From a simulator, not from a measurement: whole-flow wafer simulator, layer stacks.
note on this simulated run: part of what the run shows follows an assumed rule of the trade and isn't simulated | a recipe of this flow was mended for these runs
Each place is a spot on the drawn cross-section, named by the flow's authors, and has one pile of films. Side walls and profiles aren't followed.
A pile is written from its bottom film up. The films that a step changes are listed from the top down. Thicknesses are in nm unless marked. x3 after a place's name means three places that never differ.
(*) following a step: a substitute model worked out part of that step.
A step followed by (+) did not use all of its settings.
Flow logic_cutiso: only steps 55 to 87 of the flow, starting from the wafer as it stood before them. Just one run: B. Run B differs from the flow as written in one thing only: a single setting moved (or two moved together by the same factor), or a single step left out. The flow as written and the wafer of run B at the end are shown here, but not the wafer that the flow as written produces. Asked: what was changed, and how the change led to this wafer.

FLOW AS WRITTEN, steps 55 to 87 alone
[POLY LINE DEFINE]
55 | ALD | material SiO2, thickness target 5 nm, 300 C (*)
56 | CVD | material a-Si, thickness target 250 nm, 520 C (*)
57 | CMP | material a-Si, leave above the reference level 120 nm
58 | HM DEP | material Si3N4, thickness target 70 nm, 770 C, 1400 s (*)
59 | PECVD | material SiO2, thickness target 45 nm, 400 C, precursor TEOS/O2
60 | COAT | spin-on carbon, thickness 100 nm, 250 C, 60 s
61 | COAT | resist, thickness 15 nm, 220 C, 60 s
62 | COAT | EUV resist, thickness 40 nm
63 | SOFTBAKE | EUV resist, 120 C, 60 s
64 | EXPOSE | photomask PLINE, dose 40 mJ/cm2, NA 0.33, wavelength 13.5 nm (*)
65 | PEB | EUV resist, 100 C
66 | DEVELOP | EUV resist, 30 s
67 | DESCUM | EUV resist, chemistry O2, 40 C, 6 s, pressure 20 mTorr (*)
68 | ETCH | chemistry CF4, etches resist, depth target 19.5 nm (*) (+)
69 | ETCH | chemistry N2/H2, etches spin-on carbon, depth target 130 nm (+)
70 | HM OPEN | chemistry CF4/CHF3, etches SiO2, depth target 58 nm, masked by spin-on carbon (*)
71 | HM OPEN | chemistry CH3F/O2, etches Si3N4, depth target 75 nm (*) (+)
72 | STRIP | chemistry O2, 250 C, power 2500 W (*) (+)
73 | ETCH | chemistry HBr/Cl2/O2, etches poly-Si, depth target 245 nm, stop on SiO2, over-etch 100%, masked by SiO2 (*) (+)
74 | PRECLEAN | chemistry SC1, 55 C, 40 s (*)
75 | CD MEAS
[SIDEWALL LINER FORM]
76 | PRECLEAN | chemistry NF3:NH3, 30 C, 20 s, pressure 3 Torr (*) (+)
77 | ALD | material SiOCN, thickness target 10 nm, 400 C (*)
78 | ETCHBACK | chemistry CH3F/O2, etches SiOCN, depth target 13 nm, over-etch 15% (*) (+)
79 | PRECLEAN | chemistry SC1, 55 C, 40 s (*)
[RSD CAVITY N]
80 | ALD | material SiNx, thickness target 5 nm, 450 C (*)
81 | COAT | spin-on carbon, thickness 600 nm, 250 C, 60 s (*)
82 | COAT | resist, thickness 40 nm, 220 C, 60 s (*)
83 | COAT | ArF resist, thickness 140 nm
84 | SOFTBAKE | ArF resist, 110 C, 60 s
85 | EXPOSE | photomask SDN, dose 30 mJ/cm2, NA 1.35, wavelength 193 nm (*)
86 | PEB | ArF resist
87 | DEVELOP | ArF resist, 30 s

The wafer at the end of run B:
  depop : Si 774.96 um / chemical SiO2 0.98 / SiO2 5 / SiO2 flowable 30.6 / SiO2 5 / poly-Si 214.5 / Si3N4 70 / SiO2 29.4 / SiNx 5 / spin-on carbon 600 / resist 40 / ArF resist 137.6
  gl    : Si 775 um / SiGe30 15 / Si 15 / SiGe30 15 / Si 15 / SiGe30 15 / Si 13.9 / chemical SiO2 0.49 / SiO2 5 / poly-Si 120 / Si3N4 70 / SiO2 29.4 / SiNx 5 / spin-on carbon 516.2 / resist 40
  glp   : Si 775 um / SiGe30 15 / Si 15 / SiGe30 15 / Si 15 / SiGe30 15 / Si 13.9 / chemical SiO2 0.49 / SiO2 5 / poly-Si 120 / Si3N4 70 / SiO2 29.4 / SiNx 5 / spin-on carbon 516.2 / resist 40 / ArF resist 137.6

What caused this: step 73, ETCH: depth target 108.7 nm was run, while the flow as written has depth target 245 nm.

How this came from the change, step by step:
  73 | ETCH | chemistry HBr/Cl2/O2, etches poly-Si, depth target 245 nm, stop on SiO2, over-etch 100%, masked by SiO2 (*) (+)
      depop, dpovl x3, gfld and 8 more: SiO2 loses 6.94 (it would be, as written: SiO2 loses 7.88)
      lnr, lnrp, lnrt, rsdn, rsdp, rsdw, rsdx: chemical SiO2 loses 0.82 (all of it), poly-Si loses 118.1 (all of it), SiO2 loses 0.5 (it would be, as written: chemical SiO2 loses 0.82 (all of it), poly-Si loses 118.1 (all of it), SiO2 loses 1.86)
      (as well as at 2 more places)
  76 | PRECLEAN | chemistry NF3:NH3, 30 C, 20 s, pressure 3 Torr (*) (+)
      lnr, lnrp, lnrt, rsdn, rsdp, rsdw, rsdx: SiO2 loses 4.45 (all of it), chemical SiO2 loses 0.49 (all of it) (it would be, as written: SiO2 loses 3.09 (all of it), chemical SiO2 loses 0.49 (all of it))
      iso, lnri: SiO2 loses 4.92 (all of it), SiO2 flowable loses 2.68 (it would be, as written: SiO2 loses 3.56 (all of it), SiO2 flowable loses 4.26)
